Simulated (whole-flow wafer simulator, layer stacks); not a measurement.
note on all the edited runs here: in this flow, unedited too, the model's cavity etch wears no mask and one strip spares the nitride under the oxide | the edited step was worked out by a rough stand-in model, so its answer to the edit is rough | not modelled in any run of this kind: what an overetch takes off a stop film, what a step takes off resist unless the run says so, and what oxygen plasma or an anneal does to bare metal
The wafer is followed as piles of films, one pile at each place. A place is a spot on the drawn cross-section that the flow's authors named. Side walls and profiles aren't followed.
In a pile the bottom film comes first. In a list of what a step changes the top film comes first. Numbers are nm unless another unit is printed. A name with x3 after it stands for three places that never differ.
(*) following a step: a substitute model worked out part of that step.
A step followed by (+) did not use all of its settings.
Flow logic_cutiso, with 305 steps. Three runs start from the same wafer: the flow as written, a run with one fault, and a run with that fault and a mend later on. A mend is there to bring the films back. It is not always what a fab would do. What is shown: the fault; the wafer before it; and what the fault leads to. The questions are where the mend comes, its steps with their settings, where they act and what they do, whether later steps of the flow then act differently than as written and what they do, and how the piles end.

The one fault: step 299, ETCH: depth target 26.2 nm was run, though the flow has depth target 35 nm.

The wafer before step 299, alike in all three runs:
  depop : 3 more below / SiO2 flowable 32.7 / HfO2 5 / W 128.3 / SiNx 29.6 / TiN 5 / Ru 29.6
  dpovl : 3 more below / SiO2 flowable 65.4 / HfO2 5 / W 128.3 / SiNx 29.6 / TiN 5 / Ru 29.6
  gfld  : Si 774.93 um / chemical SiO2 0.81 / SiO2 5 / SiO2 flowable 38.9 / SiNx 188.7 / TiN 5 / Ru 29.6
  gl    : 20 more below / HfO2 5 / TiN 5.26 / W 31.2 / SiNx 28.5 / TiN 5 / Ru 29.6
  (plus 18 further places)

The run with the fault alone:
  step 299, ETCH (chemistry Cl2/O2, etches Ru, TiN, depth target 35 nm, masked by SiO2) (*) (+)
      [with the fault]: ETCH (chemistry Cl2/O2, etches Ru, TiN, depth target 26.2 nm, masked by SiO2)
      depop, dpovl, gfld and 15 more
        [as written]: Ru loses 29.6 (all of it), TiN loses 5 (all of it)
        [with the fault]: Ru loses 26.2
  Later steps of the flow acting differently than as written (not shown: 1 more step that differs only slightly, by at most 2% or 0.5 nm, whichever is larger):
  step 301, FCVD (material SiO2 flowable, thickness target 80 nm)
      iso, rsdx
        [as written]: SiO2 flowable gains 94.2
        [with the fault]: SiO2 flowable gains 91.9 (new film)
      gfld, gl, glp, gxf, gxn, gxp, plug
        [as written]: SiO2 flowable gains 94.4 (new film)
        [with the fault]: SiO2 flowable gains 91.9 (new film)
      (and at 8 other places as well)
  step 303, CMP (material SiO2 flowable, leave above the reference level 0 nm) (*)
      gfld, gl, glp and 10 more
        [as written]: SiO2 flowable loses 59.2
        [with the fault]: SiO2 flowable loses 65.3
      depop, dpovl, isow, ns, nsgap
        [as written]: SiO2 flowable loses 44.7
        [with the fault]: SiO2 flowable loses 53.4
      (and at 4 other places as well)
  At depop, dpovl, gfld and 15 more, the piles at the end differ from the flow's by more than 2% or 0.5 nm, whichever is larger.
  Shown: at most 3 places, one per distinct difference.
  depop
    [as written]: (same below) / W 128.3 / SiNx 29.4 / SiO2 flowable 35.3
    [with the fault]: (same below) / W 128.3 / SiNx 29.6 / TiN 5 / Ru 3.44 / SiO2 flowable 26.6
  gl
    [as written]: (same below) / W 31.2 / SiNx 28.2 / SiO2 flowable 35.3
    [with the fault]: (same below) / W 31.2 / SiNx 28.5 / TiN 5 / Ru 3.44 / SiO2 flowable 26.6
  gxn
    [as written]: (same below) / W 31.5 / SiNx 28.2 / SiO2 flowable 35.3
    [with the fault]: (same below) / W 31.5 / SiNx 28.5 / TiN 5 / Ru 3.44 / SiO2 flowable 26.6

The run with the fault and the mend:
  The mend stands after step 299.
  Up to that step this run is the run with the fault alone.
  step 299a, ETCH (chemistry Cl2/O2, etches Ru, TiN, depth target 8.8 nm, masked by SiO2) (*) (+) (the flow's step 299 again, with other settings)
      depop, dpovl, gfld and 14 more
        Ru loses 3.44 (all of it), TiN loses 5 (all of it)
      lnrt, rsdn, rsdp, tap
        SiO2 loses 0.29
      rsdw
        Ru loses 3.45 (all of it), TiN loses 5 (all of it)
  None of the later steps of the flow acts differently than as written at any place that is followed.
  The piles end the same as the flow's at every place that both follow.
